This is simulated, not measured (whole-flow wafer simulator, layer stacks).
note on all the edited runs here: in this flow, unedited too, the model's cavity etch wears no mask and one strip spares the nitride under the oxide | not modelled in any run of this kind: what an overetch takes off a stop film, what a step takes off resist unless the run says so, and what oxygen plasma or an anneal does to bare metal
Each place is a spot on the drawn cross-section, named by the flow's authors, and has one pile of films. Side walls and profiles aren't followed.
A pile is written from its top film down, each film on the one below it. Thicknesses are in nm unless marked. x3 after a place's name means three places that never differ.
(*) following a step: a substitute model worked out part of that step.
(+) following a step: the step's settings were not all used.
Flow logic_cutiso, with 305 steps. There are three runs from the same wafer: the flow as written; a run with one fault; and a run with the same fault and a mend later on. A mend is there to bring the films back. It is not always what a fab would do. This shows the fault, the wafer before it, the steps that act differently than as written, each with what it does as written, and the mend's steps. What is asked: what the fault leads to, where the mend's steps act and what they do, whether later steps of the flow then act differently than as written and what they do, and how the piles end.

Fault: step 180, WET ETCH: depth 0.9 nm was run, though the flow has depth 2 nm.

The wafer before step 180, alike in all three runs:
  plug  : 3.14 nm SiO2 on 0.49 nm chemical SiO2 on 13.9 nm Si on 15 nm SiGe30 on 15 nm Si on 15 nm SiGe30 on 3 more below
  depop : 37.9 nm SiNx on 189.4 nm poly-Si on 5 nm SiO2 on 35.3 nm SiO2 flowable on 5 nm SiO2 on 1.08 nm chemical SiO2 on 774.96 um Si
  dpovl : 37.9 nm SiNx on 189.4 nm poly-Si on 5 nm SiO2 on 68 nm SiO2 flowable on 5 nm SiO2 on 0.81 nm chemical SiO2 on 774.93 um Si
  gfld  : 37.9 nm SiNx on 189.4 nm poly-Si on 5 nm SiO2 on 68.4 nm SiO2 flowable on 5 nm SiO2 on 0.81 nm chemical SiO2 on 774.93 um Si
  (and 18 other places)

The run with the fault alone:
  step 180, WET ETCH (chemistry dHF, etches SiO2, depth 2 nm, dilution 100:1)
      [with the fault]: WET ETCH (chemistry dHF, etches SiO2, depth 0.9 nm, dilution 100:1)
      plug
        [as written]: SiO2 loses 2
        [with the fault]: SiO2 loses 0.9
  Later steps of the flow acting differently than as written (not shown: 3 more steps that differ only slightly, by at most 2% or 0.5 nm, whichever is larger):
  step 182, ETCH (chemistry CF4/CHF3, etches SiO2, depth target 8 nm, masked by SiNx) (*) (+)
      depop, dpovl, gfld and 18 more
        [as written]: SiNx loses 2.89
        [with the fault]: SiNx loses 4.83
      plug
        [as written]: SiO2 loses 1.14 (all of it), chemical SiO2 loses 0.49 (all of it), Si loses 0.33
        [with the fault]: SiO2 loses 2.24 (all of it), chemical SiO2 loses 0.49 (all of it), Si loses 0.55
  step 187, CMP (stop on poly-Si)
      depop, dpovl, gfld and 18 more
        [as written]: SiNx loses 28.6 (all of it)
        [with the fault]: SiNx loses 26.6 (all of it)
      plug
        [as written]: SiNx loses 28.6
        [with the fault]: SiNx loses 26.6
  At the end the piles are close to the flow's at the places that both follow, differing by at most 2% or 0.5 nm, whichever is larger.

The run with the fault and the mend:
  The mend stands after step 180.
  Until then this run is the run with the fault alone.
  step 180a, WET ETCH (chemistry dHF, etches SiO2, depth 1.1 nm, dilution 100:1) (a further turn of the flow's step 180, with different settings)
      plug
        SiO2 loses 1.1
  Later steps of the flow that are run all act as written at every place that is followed.
  At every place that both follow, the piles at the end match the flow's.
